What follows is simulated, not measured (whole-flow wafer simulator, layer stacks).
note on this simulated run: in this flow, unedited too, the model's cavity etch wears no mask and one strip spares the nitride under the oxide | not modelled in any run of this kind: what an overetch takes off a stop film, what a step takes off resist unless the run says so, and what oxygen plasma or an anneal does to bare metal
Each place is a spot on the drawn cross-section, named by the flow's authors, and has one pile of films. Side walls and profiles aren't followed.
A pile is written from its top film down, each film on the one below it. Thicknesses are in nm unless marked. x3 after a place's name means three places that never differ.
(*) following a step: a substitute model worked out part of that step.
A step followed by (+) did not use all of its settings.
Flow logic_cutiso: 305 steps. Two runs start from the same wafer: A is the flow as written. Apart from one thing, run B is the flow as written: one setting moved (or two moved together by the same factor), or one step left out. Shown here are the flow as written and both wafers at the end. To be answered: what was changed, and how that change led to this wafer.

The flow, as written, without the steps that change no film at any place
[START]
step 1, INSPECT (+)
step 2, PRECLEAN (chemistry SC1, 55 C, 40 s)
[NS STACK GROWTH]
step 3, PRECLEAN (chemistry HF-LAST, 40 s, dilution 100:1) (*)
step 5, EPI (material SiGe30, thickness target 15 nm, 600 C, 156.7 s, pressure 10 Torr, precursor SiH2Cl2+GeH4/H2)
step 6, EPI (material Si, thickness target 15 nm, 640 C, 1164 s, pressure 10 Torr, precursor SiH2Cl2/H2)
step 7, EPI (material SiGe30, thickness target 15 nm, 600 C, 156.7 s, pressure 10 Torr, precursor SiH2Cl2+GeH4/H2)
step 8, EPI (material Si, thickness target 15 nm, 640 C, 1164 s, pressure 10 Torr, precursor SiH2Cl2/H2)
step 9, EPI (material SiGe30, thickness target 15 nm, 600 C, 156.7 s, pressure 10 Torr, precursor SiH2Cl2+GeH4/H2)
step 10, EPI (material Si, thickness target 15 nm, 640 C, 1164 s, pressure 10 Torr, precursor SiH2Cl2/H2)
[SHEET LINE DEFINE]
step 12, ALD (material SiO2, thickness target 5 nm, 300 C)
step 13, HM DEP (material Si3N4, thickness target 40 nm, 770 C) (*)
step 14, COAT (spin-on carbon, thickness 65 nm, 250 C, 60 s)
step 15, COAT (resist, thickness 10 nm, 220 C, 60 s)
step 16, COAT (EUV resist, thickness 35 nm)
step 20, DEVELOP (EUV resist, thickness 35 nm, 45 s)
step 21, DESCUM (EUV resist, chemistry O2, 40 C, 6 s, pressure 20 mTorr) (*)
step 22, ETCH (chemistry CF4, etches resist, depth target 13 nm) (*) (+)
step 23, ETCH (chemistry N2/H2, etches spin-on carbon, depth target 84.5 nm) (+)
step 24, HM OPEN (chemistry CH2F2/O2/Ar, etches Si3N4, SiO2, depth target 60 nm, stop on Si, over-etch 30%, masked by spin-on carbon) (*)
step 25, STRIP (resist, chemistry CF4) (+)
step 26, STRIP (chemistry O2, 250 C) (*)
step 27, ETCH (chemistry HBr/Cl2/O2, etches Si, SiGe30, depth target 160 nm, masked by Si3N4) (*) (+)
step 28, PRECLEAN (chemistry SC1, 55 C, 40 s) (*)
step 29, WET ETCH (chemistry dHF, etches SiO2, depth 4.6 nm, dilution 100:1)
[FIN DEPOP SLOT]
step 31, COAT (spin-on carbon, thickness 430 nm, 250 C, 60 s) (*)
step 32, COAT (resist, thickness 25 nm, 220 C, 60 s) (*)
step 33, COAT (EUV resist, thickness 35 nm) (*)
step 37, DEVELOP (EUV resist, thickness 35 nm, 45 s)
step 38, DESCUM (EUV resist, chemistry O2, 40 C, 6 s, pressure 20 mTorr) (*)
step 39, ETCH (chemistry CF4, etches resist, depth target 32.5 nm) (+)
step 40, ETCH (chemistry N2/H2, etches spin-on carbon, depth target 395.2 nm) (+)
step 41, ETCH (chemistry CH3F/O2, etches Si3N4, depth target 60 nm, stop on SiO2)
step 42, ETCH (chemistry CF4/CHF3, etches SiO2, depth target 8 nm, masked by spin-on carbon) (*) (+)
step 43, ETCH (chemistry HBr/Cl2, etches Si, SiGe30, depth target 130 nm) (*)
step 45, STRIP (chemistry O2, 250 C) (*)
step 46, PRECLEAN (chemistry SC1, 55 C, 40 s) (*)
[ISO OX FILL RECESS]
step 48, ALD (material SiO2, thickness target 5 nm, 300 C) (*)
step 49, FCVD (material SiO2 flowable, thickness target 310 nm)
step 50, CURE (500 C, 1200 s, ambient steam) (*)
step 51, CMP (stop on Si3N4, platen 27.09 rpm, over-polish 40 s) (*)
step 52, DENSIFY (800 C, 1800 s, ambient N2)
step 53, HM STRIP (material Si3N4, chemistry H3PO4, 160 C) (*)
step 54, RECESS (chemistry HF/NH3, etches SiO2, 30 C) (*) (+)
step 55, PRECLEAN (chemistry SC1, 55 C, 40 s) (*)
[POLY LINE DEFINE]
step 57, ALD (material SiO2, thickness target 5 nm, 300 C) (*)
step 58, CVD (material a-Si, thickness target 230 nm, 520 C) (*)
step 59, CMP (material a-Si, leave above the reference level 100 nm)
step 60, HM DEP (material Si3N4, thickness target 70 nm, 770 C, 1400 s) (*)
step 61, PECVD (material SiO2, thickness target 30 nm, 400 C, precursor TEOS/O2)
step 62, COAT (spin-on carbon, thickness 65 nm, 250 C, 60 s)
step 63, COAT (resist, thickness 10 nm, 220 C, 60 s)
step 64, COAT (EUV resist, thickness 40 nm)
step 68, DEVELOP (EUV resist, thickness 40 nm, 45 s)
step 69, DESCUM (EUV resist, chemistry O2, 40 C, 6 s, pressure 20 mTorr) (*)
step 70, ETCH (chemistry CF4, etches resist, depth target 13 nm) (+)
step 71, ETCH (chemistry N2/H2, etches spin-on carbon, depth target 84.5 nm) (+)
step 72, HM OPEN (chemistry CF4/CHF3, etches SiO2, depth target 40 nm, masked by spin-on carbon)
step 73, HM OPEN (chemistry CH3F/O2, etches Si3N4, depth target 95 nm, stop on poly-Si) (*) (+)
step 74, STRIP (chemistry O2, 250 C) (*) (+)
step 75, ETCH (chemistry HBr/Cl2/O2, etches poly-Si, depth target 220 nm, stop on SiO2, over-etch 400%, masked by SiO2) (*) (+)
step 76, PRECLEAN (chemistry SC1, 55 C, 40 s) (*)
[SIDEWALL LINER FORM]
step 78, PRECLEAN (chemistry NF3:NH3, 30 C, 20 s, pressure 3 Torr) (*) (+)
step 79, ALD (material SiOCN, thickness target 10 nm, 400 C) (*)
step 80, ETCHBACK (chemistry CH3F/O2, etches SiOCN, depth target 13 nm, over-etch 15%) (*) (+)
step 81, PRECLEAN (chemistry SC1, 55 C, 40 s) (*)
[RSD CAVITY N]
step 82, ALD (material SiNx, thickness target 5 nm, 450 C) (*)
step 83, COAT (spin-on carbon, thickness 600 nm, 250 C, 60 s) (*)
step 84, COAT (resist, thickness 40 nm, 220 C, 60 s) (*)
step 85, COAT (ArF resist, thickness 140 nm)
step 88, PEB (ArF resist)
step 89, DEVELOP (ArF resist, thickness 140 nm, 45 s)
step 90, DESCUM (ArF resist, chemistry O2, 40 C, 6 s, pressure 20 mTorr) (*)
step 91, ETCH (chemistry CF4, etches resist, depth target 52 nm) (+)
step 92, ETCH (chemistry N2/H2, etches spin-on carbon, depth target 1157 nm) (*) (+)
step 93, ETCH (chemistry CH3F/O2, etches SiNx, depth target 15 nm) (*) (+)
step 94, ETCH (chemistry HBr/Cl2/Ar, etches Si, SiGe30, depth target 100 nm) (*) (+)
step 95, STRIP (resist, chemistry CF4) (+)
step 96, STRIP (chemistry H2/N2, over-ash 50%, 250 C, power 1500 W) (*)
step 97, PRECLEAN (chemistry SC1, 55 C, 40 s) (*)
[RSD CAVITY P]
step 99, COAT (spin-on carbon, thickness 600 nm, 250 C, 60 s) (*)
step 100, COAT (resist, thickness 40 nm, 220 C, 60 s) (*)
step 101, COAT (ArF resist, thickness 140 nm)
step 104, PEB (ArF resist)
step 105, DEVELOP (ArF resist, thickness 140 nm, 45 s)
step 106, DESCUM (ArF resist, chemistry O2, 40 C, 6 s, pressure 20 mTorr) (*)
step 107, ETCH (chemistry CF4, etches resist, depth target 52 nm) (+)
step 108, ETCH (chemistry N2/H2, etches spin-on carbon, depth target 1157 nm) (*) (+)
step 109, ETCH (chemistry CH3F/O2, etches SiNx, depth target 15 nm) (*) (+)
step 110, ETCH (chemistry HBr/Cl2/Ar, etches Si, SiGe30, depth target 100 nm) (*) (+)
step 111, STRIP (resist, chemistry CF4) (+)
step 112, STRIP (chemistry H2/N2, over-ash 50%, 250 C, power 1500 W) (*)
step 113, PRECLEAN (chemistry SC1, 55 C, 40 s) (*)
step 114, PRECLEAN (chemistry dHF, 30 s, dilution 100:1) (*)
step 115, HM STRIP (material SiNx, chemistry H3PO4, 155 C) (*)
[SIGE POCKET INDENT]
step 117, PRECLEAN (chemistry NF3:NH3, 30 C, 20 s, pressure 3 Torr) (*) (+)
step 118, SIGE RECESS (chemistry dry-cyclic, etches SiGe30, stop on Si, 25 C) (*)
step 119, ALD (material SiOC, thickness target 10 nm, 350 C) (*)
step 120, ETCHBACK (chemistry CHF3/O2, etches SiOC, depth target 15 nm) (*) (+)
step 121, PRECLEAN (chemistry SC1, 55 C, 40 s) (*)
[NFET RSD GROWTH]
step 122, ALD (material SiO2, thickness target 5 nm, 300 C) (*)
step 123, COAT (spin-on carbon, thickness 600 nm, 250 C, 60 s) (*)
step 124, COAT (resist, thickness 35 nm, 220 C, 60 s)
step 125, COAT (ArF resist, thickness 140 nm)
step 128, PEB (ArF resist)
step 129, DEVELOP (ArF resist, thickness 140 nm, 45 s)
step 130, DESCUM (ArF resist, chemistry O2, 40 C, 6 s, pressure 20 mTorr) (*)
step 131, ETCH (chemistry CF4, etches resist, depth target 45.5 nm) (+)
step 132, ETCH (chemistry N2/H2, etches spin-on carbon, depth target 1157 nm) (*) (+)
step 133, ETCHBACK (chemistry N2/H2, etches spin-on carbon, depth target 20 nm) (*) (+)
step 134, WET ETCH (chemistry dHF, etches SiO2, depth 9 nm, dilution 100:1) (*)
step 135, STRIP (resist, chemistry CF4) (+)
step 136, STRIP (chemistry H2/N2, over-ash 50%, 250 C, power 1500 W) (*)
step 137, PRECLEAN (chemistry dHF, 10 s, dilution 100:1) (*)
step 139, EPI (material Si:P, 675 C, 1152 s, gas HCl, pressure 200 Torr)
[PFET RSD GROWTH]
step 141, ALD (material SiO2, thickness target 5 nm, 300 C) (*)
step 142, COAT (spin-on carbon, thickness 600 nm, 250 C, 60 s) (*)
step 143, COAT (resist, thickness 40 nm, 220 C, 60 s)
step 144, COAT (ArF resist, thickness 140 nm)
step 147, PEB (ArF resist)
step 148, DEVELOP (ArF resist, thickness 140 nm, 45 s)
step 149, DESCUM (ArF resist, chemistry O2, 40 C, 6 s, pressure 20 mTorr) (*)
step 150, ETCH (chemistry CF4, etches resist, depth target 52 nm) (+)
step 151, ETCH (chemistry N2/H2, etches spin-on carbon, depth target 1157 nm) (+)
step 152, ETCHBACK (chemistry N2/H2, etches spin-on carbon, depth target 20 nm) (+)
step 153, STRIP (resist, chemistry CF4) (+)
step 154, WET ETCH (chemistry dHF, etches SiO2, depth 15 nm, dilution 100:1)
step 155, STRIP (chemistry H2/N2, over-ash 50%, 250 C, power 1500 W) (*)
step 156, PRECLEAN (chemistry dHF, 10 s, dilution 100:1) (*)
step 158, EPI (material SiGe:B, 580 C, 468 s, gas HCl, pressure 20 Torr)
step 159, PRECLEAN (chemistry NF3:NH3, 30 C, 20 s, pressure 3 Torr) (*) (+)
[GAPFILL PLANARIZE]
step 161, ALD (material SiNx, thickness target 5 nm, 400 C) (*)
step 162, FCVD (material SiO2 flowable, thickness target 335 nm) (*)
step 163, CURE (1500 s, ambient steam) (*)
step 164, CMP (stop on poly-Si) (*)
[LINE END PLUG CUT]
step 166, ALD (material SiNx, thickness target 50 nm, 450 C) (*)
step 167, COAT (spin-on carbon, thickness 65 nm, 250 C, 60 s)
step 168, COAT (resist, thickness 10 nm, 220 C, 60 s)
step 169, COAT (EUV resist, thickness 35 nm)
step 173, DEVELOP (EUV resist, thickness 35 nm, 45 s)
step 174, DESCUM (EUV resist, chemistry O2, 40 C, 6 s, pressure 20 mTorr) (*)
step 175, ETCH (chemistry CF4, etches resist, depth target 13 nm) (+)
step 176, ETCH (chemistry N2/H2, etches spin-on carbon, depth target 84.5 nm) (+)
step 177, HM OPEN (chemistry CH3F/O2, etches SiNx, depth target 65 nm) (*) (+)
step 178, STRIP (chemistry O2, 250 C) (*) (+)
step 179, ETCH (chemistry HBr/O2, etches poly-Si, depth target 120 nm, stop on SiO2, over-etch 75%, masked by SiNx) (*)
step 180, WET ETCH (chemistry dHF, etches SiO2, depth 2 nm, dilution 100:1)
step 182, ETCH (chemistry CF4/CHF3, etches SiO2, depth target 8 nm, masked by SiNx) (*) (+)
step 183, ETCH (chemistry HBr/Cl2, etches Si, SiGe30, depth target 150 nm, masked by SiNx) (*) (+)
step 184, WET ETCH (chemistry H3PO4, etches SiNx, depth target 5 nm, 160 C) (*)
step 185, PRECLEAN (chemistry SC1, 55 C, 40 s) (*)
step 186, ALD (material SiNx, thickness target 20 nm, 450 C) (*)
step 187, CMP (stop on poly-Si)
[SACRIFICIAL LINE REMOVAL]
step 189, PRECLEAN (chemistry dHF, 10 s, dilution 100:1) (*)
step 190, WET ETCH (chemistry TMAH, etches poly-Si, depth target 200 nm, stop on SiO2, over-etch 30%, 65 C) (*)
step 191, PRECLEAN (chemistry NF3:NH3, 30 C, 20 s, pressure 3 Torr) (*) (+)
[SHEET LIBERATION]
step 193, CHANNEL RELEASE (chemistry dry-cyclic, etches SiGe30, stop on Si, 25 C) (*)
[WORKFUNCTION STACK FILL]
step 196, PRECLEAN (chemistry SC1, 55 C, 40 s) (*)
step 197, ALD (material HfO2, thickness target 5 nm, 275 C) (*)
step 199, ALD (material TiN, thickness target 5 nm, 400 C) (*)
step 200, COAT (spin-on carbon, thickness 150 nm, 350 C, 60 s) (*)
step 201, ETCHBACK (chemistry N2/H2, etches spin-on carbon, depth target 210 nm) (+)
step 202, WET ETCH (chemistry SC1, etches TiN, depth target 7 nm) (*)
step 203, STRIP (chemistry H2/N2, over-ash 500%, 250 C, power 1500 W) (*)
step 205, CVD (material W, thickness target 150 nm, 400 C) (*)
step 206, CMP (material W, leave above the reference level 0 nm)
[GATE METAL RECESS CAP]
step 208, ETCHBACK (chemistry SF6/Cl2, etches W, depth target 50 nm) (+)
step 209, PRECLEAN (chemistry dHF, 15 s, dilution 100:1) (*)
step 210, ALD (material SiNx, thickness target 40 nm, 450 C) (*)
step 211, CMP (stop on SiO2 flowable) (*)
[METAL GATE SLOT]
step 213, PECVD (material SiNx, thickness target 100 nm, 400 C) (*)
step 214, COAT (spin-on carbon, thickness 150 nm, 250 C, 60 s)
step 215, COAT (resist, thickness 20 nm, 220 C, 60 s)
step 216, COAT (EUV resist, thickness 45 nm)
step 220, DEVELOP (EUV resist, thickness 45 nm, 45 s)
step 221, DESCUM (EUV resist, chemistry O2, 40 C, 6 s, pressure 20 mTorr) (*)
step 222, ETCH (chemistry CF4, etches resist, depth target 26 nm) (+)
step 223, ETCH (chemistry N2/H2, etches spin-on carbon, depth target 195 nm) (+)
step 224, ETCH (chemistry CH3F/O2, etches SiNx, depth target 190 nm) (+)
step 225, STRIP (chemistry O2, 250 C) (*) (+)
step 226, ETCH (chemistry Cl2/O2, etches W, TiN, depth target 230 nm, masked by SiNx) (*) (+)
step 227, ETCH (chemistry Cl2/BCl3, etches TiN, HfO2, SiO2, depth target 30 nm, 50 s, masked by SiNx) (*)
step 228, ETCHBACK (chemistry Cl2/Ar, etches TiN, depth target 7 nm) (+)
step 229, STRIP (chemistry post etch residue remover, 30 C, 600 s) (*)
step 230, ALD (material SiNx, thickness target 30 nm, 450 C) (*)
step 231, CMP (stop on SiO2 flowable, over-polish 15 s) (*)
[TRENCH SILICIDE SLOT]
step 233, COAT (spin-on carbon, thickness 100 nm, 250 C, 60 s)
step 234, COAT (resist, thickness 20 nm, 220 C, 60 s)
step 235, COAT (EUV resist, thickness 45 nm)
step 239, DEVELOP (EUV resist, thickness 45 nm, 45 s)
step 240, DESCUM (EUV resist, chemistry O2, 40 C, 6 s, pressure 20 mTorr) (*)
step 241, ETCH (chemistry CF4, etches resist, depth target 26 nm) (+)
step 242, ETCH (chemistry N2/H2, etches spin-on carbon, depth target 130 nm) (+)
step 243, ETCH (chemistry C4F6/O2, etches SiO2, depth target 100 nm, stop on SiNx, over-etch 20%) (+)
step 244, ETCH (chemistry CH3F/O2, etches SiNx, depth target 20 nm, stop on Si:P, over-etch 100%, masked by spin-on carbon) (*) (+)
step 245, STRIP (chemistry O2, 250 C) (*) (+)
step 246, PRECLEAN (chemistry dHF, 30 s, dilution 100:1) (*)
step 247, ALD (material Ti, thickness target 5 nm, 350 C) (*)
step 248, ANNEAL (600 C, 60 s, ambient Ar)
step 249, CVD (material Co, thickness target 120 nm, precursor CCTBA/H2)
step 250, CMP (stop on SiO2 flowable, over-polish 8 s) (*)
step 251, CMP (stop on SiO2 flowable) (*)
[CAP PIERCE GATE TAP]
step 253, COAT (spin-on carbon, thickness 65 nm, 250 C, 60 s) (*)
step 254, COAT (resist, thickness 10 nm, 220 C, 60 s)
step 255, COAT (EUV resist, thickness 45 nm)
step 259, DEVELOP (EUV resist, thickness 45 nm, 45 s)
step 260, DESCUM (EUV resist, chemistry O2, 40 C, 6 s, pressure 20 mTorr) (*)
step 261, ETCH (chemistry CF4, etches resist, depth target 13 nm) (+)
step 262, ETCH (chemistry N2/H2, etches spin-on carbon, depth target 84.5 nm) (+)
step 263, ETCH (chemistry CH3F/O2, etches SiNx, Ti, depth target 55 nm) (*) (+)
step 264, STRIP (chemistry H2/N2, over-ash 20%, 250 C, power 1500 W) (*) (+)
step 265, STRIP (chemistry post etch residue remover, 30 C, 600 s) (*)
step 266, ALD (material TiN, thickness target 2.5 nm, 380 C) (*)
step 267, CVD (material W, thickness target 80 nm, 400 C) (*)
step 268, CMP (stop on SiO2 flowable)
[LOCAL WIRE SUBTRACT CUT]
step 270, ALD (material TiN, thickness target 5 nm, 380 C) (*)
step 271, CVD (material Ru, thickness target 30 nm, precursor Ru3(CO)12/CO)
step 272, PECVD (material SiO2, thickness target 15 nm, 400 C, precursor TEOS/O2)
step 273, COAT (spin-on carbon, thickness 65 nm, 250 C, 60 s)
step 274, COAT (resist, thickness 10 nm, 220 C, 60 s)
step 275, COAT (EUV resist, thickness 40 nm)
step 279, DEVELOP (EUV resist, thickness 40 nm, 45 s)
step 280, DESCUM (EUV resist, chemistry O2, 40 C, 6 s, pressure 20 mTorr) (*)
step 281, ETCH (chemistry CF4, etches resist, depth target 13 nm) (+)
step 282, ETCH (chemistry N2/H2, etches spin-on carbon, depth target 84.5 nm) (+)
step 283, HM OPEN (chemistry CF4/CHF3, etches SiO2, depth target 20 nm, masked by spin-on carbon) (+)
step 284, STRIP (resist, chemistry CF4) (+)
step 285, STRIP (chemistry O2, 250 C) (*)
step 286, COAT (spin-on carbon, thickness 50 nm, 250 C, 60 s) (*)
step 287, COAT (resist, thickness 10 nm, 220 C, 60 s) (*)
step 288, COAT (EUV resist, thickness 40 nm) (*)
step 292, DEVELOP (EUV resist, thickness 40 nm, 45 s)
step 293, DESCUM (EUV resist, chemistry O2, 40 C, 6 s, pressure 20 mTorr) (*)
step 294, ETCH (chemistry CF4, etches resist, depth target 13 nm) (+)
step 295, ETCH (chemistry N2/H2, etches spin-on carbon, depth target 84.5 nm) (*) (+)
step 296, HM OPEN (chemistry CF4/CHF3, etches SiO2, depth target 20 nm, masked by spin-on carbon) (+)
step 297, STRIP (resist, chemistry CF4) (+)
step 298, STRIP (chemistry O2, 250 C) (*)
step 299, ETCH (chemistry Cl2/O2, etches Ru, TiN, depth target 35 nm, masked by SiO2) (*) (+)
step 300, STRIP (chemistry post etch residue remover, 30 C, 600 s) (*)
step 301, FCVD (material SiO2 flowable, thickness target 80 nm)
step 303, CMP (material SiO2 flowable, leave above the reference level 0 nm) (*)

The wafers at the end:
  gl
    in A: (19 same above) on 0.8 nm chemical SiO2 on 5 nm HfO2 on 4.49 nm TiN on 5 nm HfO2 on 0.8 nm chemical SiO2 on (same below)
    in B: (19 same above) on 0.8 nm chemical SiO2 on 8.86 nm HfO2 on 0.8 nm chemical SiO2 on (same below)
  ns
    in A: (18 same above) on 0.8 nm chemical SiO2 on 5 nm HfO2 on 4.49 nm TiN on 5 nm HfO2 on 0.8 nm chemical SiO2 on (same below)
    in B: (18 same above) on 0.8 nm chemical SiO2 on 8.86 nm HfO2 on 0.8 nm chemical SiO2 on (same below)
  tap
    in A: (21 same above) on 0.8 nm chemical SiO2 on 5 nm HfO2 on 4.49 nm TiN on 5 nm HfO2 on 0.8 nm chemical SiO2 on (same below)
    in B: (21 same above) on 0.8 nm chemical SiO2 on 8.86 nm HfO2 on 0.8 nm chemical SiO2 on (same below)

The reason: step 5, EPI: 97.9 s was run, while the flow as written has 156.7 s.

How this came from the change, step by step:
  step 5, EPI (material SiGe30, thickness target 15 nm, 600 C, 156.7 s, pressure 10 Torr, precursor SiH2Cl2+GeH4/H2)
      depop, dpovl, gfld and 19 more: A SiGe30 gains 15 (new film) | B SiGe30 gains 9.37 (new film)
  step 27, ETCH (chemistry HBr/Cl2/O2, etches Si, SiGe30, depth target 160 nm, masked by Si3N4) (*) (+)
      gfld, gxf, iso, lnri: A chemical SiO2 loses 0.79 (all of it), Si loses 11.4 (all of it), SiGe30 loses 15 (all of it), Si loses 15 (all of it), SiGe30 loses 15 (all of it), Si loses 15 (all of it), SiGe30 loses 15 (all of it), Si loses 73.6 | B chemical SiO2 loses 0.79 (all of it), Si loses 11.4 (all of it), SiGe30 loses 15 (all of it), Si loses 15 (all of it), SiGe30 loses 15 (all of it), Si loses 15 (all of it), SiGe30 loses 9.37 (all of it), Si loses 79.3
      dpovl, nsgap: A chemical SiO2 loses 0.79 (all of it), Si loses 11.8 (all of it), SiGe30 loses 15 (all of it), Si loses 15 (all of it), SiGe30 loses 15 (all of it), Si loses 15 (all of it), SiGe30 loses 15 (all of it), Si loses 73.2 | B chemical SiO2 loses 0.79 (all of it), Si loses 11.8 (all of it), SiGe30 loses 15 (all of it), Si loses 15 (all of it), SiGe30 loses 15 (all of it), Si loses 15 (all of it), SiGe30 loses 9.37 (all of it), Si loses 78.9
      (as well as at 1 more place)
  step 43, ETCH (chemistry HBr/Cl2, etches Si, SiGe30, depth target 130 nm) (*)
      depop: A Si loses 14 (all of it), SiGe30 loses 15 (all of it), Si loses 15 (all of it), SiGe30 loses 15 (all of it), Si loses 15 (all of it), SiGe30 loses 15 (all of it), Si loses 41 | B Si loses 14 (all of it), SiGe30 loses 15 (all of it), Si loses 15 (all of it), SiGe30 loses 15 (all of it), Si loses 15 (all of it), SiGe30 loses 9.37 (all of it), Si loses 46.6
  step 94, ETCH (chemistry HBr/Cl2/Ar, etches Si, SiGe30, depth target 100 nm) (*) (+)
      rsdn, rsdx: A chemical SiO2 loses 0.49 (all of it), Si loses 12.8 (all of it), SiGe30 loses 15 (all of it), Si loses 15 (all of it), SiGe30 loses 15 (all of it), Si loses 15 (all of it), SiGe30 loses 15 (all of it), Si loses 12.2 | B chemical SiO2 loses 0.49 (all of it), Si loses 12.8 (all of it), SiGe30 loses 15 (all of it), Si loses 15 (all of it), SiGe30 loses 15 (all of it), Si loses 15 (all of it), SiGe30 loses 9.37 (all of it), Si loses 17.8
  step 110, ETCH (chemistry HBr/Cl2/Ar, etches Si, SiGe30, depth target 100 nm) (*) (+)
      rsdp, rsdw: A chemical SiO2 loses 0.49 (all of it), Si loses 12.8 (all of it), SiGe30 loses 15 (all of it), Si loses 15 (all of it), SiGe30 loses 15 (all of it), Si loses 15 (all of it), SiGe30 loses 15 (all of it), Si loses 12.2 | B chemical SiO2 loses 0.49 (all of it), Si loses 12.8 (all of it), SiGe30 loses 15 (all of it), Si loses 15 (all of it), SiGe30 loses 15 (all of it), Si loses 15 (all of it), SiGe30 loses 9.37 (all of it), Si loses 17.8
  step 118, SIGE RECESS (chemistry dry-cyclic, etches SiGe30, stop on Si, 25 C) (*)
      lnr, lnrp, lnrt: A SiOCN loses 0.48, Si loses 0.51, cavity gains 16 (new film), SiGe30 loses 15 (all of it), Si loses 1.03, cavity gains 16 (new film), SiGe30 loses 15 (all of it), Si loses 1.03, cavity gains 16 (new film), SiGe30 loses 15 (all of it), Si loses 0.51 | B SiOCN loses 0.48, Si loses 0.51, cavity gains 16 (new film), SiGe30 loses 15 (all of it), Si loses 1.03, cavity gains 16 (new film), SiGe30 loses 15 (all of it), Si loses 1.03, cavity gains 10.4 (new film), SiGe30 loses 9.37 (all of it), Si loses 0.51
  step 119, ALD (material SiOC, thickness target 10 nm, 350 C) (*)
      lnr, lnrp, lnrt: A SiOC gains 10 (new film), SiOC gains 16 (new film), cavity loses 16 (all of it), SiOC gains 16 (new film), cavity loses 16 (all of it), SiOC gains 16 (new film), cavity loses 16 (all of it) | B SiOC gains 10 (new film), SiOC gains 16 (new film), cavity loses 16 (all of it), SiOC gains 16 (new film), cavity loses 16 (all of it), SiOC gains 10.4 (new film), cavity loses 10.4 (all of it)
  step 183, ETCH (chemistry HBr/Cl2, etches Si, SiGe30, depth target 150 nm, masked by SiNx) (*) (+)
      plug: A Si loses 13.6 (all of it), SiGe30 loses 15 (all of it), Si loses 15 (all of it), SiGe30 loses 15 (all of it), Si loses 15 (all of it), SiGe30 loses 15 (all of it), Si loses 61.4 | B Si loses 13.6 (all of it), SiGe30 loses 15 (all of it), Si loses 15 (all of it), SiGe30 loses 15 (all of it), Si loses 15 (all of it), SiGe30 loses 9.37 (all of it), Si loses 67.1
  step 193, CHANNEL RELEASE (chemistry dry-cyclic, etches SiGe30, stop on Si, 25 C) (*)
      gl, glp, gxn, gxp, ns, tap: A chemical SiO2 gains 0.8 (new film), Si loses 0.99, chemical SiO2 gains 0.8 (new film), cavity gains 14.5 (new film), chemical SiO2 gains 0.8 (new film), SiGe30 loses 15 (all of it), Si loses 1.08, chemical SiO2 gains 0.8 (new film), cavity gains 14.5 (new film), chemical SiO2 gains 0.8 (new film), SiGe30 loses 15 (all of it), Si loses 1.08, chemical SiO2 gains 0.8 (new film), cavity gains 14.5 (new film), chemical SiO2 gains 0.8 (new film), SiGe30 loses 15 (all of it), Si loses 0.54 | B chemical SiO2 gains 0.8 (new film), Si loses 0.99, chemical SiO2 gains 0.8 (new film), cavity gains 14.5 (new film), chemical SiO2 gains 0.8 (new film), SiGe30 loses 15 (all of it), Si loses 1.08, chemical SiO2 gains 0.8 (new film), cavity gains 14.5 (new film), chemical SiO2 gains 0.8 (new film), SiGe30 loses 15 (all of it), Si loses 1.08, chemical SiO2 gains 0.8 (new film), cavity gains 8.86 (new film), chemical SiO2 gains 0.8 (new film), SiGe30 loses 9.37 (all of it), Si loses 0.54
  step 197, ALD (material HfO2, thickness target 5 nm, 275 C) (*)
      gl, glp, gxn, gxp, ns, tap: A HfO2 gains 5 (new film), HfO2 gains 5 (new film), cavity loses 10, HfO2 gains 5 (new film), HfO2 gains 5 (new film), cavity loses 10, HfO2 gains 5 (new film), HfO2 gains 5 (new film), cavity loses 10, HfO2 gains 5 (new film) | B HfO2 gains 5 (new film), HfO2 gains 5 (new film), cavity loses 10, HfO2 gains 5 (new film), HfO2 gains 5 (new film), cavity loses 10, HfO2 gains 5 (new film), HfO2 gains 8.86 (new film), cavity loses 8.86 (all of it)
  step 199, ALD (material TiN, thickness target 5 nm, 400 C) (*)
      gl, glp, tap: A TiN gains 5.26 (new film), TiN gains 4.49 (new film), cavity loses 4.49 (all of it), TiN gains 4.49 (new film), cavity loses 4.49 (all of it), TiN gains 4.49 (new film), cavity loses 4.49 (all of it) | B TiN gains 5.26 (new film), TiN gains 4.49 (new film), cavity loses 4.49 (all of it), TiN gains 4.49 (new film), cavity loses 4.49 (all of it)
      gxn, gxp, ns: A TiN gains 5 (new film), TiN gains 4.49 (new film), cavity loses 4.49 (all of it), TiN gains 4.49 (new film), cavity loses 4.49 (all of it), TiN gains 4.49 (new film), cavity loses 4.49 (all of it) | B TiN gains 5 (new film), TiN gains 4.49 (new film), cavity loses 4.49 (all of it), TiN gains 4.49 (new film), cavity loses 4.49 (all of it)
If metal films that touch count as one body, gl has 3 bodies (between them, from the top down: HfO2 5 / chemical SiO2 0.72 / Si 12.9 / chemical SiO2 0.8 / HfO2 5; HfO2 5 / chemical SiO2 0.8 / Si 13.9 / chemical SiO2 0.8 / HfO2 5); the flow as written gives 4 bodies (between them, from the top down: HfO2 5 / chemical SiO2 0.72 / Si 12.9 / chemical SiO2 0.8 / HfO2 5; HfO2 5 / chemical SiO2 0.8 / Si 13.9 / chemical SiO2 0.8 / HfO2 5; HfO2 5 / chemical SiO2 0.8 / Si 13.9 / chemical SiO2 0.8 / HfO2 5).
If metal films that touch count as one body, ns has 3 bodies (between them, from the top down: HfO2 5 / chemical SiO2 0.72 / Si 12.9 / chemical SiO2 0.8 / HfO2 5; HfO2 5 / chemical SiO2 0.8 / Si 13.9 / chemical SiO2 0.8 / HfO2 5); the flow as written gives 4 bodies (between them, from the top down: HfO2 5 / chemical SiO2 0.72 / Si 12.9 / chemical SiO2 0.8 / HfO2 5; HfO2 5 / chemical SiO2 0.8 / Si 13.9 / chemical SiO2 0.8 / HfO2 5; HfO2 5 / chemical SiO2 0.8 / Si 13.9 / chemical SiO2 0.8 / HfO2 5).
If metal films that touch count as one body, tap has 3 bodies (between them, from the top down: HfO2 5 / chemical SiO2 0.72 / Si 12.9 / chemical SiO2 0.8 / HfO2 5; HfO2 5 / chemical SiO2 0.8 / Si 13.9 / chemical SiO2 0.8 / HfO2 5); the flow as written gives 4 bodies (between them, from the top down: HfO2 5 / chemical SiO2 0.72 / Si 12.9 / chemical SiO2 0.8 / HfO2 5; HfO2 5 / chemical SiO2 0.8 / Si 13.9 / chemical SiO2 0.8 / HfO2 5; HfO2 5 / chemical SiO2 0.8 / Si 13.9 / chemical SiO2 0.8 / HfO2 5).
